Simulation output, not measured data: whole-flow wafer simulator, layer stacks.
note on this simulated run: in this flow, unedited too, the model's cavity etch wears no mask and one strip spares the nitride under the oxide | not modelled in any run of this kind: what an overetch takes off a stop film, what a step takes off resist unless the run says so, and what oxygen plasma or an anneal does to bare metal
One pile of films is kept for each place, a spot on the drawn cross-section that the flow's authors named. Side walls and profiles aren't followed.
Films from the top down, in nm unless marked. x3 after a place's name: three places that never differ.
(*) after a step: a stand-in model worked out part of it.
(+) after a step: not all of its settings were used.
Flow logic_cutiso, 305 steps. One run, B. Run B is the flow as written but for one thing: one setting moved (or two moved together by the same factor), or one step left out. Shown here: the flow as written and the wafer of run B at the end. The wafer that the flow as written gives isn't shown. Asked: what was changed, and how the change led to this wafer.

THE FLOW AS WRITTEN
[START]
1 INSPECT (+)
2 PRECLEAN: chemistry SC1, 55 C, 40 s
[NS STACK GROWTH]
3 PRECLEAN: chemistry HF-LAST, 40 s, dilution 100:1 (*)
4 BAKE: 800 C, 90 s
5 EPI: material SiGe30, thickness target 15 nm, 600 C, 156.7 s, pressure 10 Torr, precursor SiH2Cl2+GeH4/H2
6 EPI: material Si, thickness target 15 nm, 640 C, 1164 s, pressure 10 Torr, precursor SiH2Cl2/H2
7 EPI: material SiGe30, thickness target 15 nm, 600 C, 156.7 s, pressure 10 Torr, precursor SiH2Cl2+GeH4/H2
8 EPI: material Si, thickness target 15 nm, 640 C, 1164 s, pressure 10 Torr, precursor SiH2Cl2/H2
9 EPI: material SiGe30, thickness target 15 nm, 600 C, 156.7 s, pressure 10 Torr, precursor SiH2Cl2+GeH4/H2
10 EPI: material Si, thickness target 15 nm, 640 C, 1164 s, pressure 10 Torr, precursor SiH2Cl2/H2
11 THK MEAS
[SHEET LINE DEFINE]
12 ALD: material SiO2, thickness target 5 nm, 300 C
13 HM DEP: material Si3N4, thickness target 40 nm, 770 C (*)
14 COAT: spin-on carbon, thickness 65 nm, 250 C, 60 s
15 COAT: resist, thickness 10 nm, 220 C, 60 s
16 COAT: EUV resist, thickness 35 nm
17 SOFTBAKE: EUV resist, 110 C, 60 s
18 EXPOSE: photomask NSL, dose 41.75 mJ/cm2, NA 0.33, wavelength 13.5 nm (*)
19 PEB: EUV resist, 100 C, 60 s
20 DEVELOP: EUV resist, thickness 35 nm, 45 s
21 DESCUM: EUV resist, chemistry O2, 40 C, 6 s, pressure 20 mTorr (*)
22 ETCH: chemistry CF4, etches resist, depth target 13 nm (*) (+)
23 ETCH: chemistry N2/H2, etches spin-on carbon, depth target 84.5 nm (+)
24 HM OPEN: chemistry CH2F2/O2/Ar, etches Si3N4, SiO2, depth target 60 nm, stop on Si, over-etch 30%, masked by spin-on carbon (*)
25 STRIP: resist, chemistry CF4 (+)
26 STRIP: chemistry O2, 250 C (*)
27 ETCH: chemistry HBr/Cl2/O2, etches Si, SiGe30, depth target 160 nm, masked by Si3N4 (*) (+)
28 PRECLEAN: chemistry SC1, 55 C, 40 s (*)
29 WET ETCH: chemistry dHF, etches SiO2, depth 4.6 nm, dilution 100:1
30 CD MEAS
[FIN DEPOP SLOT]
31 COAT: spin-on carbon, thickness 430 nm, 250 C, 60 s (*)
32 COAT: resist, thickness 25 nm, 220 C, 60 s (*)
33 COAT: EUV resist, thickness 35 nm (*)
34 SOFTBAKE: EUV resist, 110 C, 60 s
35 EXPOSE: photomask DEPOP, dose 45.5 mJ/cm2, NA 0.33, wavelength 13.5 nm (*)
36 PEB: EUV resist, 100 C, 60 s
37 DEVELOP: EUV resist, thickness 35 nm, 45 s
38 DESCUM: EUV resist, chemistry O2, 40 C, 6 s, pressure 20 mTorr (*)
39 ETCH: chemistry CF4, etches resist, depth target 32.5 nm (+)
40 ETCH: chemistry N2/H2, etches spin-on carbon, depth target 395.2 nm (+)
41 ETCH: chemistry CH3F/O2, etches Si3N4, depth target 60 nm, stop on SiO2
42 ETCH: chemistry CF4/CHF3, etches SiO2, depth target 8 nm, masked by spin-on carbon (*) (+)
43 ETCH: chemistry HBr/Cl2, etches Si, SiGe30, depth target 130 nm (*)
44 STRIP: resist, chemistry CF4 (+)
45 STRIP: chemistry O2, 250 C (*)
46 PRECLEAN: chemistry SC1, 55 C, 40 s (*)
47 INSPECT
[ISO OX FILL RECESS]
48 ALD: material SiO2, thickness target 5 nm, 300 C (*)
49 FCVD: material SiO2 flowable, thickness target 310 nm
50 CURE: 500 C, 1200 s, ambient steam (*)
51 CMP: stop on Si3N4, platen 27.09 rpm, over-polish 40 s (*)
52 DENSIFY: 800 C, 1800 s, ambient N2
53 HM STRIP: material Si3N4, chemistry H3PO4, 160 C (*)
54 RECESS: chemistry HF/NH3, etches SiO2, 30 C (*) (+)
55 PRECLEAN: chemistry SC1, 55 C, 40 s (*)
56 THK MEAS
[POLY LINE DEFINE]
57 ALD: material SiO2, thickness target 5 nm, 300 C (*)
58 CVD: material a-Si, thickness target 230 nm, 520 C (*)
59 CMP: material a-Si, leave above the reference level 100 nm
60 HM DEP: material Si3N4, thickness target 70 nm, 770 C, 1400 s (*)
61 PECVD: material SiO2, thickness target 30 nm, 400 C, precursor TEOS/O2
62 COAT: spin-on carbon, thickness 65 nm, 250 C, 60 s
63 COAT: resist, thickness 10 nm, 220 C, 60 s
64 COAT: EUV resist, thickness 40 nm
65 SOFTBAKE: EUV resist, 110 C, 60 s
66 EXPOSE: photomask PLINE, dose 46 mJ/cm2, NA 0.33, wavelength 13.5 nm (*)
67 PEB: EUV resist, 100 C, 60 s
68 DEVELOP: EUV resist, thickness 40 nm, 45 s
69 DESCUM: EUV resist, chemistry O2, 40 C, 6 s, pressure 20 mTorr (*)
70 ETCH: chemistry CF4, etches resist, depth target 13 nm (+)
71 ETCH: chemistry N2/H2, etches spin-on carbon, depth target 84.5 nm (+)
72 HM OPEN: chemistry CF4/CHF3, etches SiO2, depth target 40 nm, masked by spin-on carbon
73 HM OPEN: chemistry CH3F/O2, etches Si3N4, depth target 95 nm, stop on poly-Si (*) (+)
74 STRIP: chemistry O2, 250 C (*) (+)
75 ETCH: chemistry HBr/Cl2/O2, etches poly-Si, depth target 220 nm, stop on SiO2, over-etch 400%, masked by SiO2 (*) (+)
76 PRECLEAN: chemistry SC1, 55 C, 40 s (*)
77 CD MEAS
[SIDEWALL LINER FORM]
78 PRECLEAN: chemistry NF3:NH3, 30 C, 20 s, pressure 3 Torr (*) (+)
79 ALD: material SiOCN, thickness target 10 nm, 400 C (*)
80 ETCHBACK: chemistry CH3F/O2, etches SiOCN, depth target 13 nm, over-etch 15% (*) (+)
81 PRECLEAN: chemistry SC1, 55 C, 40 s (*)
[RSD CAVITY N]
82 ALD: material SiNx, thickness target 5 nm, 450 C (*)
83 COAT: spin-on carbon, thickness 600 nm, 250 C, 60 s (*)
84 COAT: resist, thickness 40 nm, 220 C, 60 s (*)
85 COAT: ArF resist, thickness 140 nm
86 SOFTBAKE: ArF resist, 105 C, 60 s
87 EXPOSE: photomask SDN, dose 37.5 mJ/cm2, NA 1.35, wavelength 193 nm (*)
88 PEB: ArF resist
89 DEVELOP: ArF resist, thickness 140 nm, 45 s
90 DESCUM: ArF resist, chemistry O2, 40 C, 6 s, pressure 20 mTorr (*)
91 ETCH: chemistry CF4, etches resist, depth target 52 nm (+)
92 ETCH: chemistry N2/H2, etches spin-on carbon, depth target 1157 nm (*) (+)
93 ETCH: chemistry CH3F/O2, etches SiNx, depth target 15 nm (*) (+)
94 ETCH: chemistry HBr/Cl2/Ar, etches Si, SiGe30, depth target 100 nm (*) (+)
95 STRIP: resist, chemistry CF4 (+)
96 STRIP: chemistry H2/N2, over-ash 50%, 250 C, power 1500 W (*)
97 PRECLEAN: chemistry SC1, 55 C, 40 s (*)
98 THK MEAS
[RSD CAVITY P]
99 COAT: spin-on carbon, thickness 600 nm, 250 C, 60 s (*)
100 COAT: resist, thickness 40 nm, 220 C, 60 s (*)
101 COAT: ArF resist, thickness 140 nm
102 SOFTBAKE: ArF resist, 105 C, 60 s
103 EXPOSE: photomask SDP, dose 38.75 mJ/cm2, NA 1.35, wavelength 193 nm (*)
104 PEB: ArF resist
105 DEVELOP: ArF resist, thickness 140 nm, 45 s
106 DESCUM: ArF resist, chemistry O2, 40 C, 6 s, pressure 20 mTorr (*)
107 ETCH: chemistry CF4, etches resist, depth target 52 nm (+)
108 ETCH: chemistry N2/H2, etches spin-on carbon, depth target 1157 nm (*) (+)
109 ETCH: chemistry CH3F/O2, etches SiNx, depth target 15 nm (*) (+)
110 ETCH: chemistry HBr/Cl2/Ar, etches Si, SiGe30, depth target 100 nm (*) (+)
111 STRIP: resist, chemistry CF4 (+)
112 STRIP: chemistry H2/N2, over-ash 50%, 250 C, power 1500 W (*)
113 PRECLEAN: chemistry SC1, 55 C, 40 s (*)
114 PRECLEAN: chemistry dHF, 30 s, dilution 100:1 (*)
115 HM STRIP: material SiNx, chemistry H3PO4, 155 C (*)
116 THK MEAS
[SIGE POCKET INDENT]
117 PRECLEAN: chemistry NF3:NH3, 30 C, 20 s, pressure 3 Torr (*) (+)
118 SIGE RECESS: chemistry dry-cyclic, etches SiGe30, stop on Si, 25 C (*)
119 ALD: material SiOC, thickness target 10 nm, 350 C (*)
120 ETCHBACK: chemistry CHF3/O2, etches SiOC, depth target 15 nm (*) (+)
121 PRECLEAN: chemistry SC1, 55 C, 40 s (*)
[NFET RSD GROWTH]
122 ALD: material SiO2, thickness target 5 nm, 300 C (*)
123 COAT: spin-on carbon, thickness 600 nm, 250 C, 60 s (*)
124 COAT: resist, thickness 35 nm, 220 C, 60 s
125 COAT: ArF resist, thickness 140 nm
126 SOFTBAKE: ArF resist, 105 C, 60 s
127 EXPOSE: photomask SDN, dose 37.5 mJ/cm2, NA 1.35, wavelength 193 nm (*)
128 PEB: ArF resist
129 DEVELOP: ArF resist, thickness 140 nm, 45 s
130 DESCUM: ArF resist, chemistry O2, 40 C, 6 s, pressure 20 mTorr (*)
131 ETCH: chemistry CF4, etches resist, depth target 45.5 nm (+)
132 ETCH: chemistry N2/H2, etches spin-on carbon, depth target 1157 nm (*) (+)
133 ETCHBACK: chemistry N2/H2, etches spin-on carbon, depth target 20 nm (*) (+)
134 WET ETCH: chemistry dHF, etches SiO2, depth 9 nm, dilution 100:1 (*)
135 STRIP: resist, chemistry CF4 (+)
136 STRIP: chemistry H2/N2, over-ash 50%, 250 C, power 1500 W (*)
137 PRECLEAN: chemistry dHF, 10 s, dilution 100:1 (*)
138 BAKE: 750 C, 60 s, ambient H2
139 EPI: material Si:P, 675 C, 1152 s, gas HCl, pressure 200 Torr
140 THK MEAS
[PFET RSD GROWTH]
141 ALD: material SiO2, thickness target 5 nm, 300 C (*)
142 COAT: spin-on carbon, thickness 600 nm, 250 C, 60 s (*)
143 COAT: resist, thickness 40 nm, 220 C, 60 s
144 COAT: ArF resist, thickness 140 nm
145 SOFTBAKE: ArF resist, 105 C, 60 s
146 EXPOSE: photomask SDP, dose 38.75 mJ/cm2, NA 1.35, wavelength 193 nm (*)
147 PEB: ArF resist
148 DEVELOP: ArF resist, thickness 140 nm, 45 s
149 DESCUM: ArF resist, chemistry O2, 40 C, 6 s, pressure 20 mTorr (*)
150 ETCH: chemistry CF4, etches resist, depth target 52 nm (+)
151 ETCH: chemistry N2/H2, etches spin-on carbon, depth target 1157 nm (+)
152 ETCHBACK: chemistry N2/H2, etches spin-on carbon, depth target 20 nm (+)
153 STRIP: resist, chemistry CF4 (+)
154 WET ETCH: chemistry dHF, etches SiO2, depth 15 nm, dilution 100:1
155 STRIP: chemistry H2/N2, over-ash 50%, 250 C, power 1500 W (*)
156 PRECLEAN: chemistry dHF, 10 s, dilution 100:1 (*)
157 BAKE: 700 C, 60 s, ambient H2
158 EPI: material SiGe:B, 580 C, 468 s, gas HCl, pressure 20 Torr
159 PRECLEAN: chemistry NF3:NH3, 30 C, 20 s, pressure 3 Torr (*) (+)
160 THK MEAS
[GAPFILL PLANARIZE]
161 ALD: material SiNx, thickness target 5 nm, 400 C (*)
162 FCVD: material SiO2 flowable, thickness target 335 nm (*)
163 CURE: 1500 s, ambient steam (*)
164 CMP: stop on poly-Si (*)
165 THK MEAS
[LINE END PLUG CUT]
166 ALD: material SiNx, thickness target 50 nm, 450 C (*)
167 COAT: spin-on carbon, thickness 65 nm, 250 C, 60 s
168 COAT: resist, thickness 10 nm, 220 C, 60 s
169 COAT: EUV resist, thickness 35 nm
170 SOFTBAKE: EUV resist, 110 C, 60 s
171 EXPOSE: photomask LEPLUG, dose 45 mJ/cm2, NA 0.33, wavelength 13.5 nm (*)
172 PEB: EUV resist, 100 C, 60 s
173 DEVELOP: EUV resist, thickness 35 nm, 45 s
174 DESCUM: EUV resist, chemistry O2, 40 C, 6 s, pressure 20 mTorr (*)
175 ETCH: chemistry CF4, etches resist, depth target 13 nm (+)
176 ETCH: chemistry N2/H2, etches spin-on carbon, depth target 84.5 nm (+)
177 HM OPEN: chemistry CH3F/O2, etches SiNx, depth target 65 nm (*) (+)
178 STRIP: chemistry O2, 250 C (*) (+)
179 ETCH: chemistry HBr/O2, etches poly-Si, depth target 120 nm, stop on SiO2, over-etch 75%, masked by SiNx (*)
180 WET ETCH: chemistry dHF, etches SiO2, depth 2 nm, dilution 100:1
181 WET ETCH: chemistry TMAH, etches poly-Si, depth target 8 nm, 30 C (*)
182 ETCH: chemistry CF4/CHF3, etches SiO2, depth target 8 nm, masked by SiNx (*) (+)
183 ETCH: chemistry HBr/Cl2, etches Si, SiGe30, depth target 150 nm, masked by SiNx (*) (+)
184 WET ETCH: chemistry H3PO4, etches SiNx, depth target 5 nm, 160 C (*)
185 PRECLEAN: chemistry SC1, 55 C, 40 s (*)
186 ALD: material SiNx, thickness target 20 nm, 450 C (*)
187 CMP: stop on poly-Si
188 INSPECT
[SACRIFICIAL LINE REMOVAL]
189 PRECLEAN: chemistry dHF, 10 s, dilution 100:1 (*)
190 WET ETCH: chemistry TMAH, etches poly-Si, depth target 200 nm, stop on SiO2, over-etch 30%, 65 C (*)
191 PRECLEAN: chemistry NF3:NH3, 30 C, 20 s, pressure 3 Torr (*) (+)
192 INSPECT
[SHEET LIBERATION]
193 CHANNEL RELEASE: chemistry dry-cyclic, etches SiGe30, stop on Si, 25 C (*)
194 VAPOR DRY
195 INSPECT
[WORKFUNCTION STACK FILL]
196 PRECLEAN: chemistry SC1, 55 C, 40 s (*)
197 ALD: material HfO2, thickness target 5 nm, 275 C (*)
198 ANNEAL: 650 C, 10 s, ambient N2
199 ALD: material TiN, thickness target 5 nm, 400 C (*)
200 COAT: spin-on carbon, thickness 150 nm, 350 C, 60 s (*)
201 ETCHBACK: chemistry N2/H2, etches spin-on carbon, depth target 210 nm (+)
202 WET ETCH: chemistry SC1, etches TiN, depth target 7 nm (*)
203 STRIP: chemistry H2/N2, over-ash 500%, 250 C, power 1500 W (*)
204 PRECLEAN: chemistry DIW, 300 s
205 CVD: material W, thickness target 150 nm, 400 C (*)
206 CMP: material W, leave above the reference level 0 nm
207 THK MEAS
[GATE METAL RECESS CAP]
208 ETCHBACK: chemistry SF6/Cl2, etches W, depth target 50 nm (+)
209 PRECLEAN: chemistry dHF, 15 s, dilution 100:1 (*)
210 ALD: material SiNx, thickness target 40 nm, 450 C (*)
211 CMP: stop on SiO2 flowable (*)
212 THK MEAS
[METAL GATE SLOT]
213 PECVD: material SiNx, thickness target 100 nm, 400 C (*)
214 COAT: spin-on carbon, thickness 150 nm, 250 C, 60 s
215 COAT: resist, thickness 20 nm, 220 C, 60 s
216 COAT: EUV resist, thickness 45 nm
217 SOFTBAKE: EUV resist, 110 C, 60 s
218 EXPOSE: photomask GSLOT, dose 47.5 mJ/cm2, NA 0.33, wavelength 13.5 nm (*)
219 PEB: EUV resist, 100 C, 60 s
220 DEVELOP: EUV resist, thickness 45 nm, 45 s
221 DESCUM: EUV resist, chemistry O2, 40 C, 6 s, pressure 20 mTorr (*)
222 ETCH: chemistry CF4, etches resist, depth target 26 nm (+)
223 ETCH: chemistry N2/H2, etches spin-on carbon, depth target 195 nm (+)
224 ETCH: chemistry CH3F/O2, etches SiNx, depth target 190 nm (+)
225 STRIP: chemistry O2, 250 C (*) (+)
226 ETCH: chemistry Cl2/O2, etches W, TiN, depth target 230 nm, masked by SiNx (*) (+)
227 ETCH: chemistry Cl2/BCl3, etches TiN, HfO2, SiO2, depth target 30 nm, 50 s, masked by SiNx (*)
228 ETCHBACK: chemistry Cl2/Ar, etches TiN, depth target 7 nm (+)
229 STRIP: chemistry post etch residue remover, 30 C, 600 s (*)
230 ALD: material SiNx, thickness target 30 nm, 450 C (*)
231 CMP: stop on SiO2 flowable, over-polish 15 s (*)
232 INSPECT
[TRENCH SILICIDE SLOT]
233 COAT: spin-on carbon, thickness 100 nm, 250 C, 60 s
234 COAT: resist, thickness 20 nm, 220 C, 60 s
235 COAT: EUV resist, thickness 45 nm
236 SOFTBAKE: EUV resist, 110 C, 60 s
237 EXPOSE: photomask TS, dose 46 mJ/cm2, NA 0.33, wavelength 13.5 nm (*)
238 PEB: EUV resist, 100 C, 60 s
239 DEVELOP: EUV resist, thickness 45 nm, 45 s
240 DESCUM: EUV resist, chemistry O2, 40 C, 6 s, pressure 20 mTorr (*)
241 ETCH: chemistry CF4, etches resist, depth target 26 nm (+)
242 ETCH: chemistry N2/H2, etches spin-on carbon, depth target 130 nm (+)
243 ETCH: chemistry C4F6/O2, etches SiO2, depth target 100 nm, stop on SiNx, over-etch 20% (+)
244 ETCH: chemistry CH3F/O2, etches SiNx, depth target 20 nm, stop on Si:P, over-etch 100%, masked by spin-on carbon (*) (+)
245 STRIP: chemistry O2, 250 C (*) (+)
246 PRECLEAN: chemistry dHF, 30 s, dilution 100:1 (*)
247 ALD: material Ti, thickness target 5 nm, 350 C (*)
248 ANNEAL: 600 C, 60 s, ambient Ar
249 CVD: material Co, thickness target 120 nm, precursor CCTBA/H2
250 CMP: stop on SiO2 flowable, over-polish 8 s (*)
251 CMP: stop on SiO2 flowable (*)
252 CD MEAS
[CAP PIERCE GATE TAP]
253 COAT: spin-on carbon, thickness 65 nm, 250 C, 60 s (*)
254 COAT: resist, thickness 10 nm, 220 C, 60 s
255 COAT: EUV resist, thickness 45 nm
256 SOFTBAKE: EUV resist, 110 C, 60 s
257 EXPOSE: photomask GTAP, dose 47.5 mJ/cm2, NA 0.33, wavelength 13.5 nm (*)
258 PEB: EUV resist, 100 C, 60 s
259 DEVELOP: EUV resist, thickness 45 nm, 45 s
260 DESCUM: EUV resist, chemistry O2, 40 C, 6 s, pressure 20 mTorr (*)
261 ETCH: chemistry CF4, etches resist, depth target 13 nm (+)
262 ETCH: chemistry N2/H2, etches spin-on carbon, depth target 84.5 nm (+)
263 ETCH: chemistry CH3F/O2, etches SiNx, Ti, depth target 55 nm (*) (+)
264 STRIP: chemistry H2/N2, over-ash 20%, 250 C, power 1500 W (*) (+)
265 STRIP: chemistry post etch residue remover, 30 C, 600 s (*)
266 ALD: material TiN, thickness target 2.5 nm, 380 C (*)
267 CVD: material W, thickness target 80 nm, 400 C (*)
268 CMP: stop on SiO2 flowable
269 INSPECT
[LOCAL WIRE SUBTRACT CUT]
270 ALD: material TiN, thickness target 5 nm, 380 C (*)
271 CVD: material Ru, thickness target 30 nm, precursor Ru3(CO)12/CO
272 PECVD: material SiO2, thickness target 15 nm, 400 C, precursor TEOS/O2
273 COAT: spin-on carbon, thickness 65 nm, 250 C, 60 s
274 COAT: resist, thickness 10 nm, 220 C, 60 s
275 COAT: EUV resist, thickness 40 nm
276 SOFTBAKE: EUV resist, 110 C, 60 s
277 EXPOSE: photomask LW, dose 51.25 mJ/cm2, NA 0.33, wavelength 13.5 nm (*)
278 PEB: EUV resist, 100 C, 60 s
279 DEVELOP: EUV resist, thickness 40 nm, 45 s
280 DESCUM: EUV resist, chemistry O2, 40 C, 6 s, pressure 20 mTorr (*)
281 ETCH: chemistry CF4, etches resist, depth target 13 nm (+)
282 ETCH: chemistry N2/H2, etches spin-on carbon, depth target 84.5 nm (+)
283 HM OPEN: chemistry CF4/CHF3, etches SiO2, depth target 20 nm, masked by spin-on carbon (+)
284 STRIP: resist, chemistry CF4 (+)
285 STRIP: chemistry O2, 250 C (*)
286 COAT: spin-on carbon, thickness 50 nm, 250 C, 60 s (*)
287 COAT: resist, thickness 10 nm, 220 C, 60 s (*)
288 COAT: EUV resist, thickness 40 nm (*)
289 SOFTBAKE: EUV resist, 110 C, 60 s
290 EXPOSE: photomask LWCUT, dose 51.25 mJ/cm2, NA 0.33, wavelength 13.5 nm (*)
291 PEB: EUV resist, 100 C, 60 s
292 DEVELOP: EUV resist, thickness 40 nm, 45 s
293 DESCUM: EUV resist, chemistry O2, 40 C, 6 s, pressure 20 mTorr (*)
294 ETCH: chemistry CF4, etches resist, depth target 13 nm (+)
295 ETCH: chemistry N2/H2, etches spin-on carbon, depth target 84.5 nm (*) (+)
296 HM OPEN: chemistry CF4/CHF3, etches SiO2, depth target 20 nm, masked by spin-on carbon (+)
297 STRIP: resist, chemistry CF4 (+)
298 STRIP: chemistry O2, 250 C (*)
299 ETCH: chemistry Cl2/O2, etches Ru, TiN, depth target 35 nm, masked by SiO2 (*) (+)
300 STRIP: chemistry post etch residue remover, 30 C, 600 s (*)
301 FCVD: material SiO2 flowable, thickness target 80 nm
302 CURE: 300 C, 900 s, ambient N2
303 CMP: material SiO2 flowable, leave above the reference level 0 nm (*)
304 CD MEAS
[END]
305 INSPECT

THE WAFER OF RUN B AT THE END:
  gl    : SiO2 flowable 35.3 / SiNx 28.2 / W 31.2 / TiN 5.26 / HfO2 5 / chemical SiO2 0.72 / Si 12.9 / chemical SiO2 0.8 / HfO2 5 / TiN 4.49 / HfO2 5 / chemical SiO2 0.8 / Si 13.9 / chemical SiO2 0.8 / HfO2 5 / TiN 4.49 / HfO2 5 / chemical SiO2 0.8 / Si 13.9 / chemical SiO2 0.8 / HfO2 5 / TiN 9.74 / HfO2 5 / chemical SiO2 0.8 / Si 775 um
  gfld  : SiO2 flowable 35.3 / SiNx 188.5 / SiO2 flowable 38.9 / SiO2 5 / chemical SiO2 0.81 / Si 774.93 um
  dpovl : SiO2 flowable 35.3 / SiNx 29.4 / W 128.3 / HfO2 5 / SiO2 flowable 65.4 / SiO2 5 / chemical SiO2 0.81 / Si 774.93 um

The cause: step 5, EPI: thickness target 20.2 nm was run, where the flow has thickness target 15 nm; step 5, EPI: 211.5 s was run, where the flow has 156.7 s.

How the change led to this, step by step:
  5 EPI: material SiGe30, thickness target 15 nm, 600 C, 156.7 s, pressure 10 Torr, precursor SiH2Cl2+GeH4/H2
      depop, dpovl, gfld and 19 more: SiGe30 +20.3 (new film) (as written it would be: SiGe30 +15 (new film))
  27 ETCH: chemistry HBr/Cl2/O2, etches Si, SiGe30, depth target 160 nm, masked by Si3N4 (*) (+)
      gfld, gxf, iso, lnri: chemical SiO2 -0.79 (all of it), Si -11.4 (all of it), SiGe30 -15 (all of it), Si -15 (all of it), SiGe30 -15 (all of it), Si -15 (all of it), SiGe30 -20.3 (all of it), Si -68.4 (as written it would be: chemical SiO2 -0.79 (all of it), Si -11.4 (all of it), SiGe30 -15 (all of it), Si -15 (all of it), SiGe30 -15 (all of it), Si -15 (all of it), SiGe30 -15 (all of it), Si -73.6)
      dpovl, nsgap: chemical SiO2 -0.79 (all of it), Si -11.8 (all of it), SiGe30 -15 (all of it), Si -15 (all of it), SiGe30 -15 (all of it), Si -15 (all of it), SiGe30 -20.3 (all of it), Si -68 (as written it would be: chemical SiO2 -0.79 (all of it), Si -11.8 (all of it), SiGe30 -15 (all of it), Si -15 (all of it), SiGe30 -15 (all of it), Si -15 (all of it), SiGe30 -15 (all of it), Si -73.2)
      (and at 1 more place)
  43 ETCH: chemistry HBr/Cl2, etches Si, SiGe30, depth target 130 nm (*)
      depop: Si -14 (all of it), SiGe30 -15 (all of it), Si -15 (all of it), SiGe30 -15 (all of it), Si -15 (all of it), SiGe30 -20.3 (all of it), Si -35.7 (as written it would be: Si -14 (all of it), SiGe30 -15 (all of it), Si -15 (all of it), SiGe30 -15 (all of it), Si -15 (all of it), SiGe30 -15 (all of it), Si -41)
  94 ETCH: chemistry HBr/Cl2/Ar, etches Si, SiGe30, depth target 100 nm (*) (+)
      rsdn, rsdx: chemical SiO2 -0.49 (all of it), Si -12.8 (all of it), SiGe30 -15 (all of it), Si -15 (all of it), SiGe30 -15 (all of it), Si -15 (all of it), SiGe30 -20.3 (all of it), Si -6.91 (as written it would be: chemical SiO2 -0.49 (all of it), Si -12.8 (all of it), SiGe30 -15 (all of it), Si -15 (all of it), SiGe30 -15 (all of it), Si -15 (all of it), SiGe30 -15 (all of it), Si -12.2)
  110 ETCH: chemistry HBr/Cl2/Ar, etches Si, SiGe30, depth target 100 nm (*) (+)
      rsdp, rsdw: chemical SiO2 -0.49 (all of it), Si -12.8 (all of it), SiGe30 -15 (all of it), Si -15 (all of it), SiGe30 -15 (all of it), Si -15 (all of it), SiGe30 -20.3 (all of it), Si -6.91 (as written it would be: chemical SiO2 -0.49 (all of it), Si -12.8 (all of it), SiGe30 -15 (all of it), Si -15 (all of it), SiGe30 -15 (all of it), Si -15 (all of it), SiGe30 -15 (all of it), Si -12.2)
  118 SIGE RECESS: chemistry dry-cyclic, etches SiGe30, stop on Si, 25 C (*)
      lnr, lnrp, lnrt: SiOCN -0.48, Si -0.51, cavity +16 (new film), SiGe30 -15 (all of it), Si -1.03, cavity +16 (new film), SiGe30 -15 (all of it), Si -1.03, cavity +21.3 (new film), SiGe30 -20.3 (all of it), Si -0.51 (as written it would be: SiOCN -0.48, Si -0.51, cavity +16 (new film), SiGe30 -15 (all of it), Si -1.03, cavity +16 (new film), SiGe30 -15 (all of it), Si -1.03, cavity +16 (new film), SiGe30 -15 (all of it), Si -0.51)
  119 ALD: material SiOC, thickness target 10 nm, 350 C (*)
      lnr, lnrp, lnrt: SiOC +10 (new film), SiOC +16 (new film), cavity -16 (all of it), SiOC +16 (new film), cavity -16 (all of it), SiOC +21.3 (new film), cavity -21.3 (all of it) (as written it would be: SiOC +10 (new film), SiOC +16 (new film), cavity -16 (all of it), SiOC +16 (new film), cavity -16 (all of it), SiOC +16 (new film), cavity -16 (all of it))
  183 ETCH: chemistry HBr/Cl2, etches Si, SiGe30, depth target 150 nm, masked by SiNx (*) (+)
      plug: Si -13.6 (all of it), SiGe30 -15 (all of it), Si -15 (all of it), SiGe30 -15 (all of it), Si -15 (all of it), SiGe30 -20.3 (all of it), Si -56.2 (as written it would be: Si -13.6 (all of it), SiGe30 -15 (all of it), Si -15 (all of it), SiGe30 -15 (all of it), Si -15 (all of it), SiGe30 -15 (all of it), Si -61.4)
  193 CHANNEL RELEASE: chemistry dry-cyclic, etches SiGe30, stop on Si, 25 C (*)
      gl, glp, gxn, gxp, ns, tap: chemical SiO2 +0.8 (new film), Si -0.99, chemical SiO2 +0.8 (new film), cavity +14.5 (new film), chemical SiO2 +0.8 (new film), SiGe30 -15 (all of it), Si -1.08, chemical SiO2 +0.8 (new film), cavity +14.5 (new film), chemical SiO2 +0.8 (new film), SiGe30 -15 (all of it), Si -1.08, chemical SiO2 +0.8 (new film), cavity +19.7 (new film), chemical SiO2 +0.8 (new film), SiGe30 -20.3 (all of it), Si -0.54 (as written it would be: chemical SiO2 +0.8 (new film), Si -0.99, chemical SiO2 +0.8 (new film), cavity +14.5 (new film), chemical SiO2 +0.8 (new film), SiGe30 -15 (all of it), Si -1.08, chemical SiO2 +0.8 (new film), cavity +14.5 (new film), chemical SiO2 +0.8 (new film), SiGe30 -15 (all of it), Si -1.08, chemical SiO2 +0.8 (new film), cavity +14.5 (new film), chemical SiO2 +0.8 (new film), SiGe30 -15 (all of it), Si -0.54)
  199 ALD: material TiN, thickness target 5 nm, 400 C (*)
      gl, glp, tap: TiN +5.26 (new film), TiN +4.49 (new film), cavity -4.49 (all of it), TiN +4.49 (new film), cavity -4.49 (all of it), TiN +9.74 (new film), cavity -9.74 (all of it) (as written it would be: TiN +5.26 (new film), TiN +4.49 (new film), cavity -4.49 (all of it), TiN +4.49 (new film), cavity -4.49 (all of it), TiN +4.49 (new film), cavity -4.49 (all of it))
      gxn, gxp, ns: TiN +5 (new film), TiN +4.49 (new film), cavity -4.49 (all of it), TiN +4.49 (new film), cavity -4.49 (all of it), TiN +9.74 (new film), cavity -9.74 (all of it) (as written it would be: TiN +5 (new film), TiN +4.49 (new film), cavity -4.49 (all of it), TiN +4.49 (new film), cavity -4.49 (all of it), TiN +4.49 (new film), cavity -4.49 (all of it))
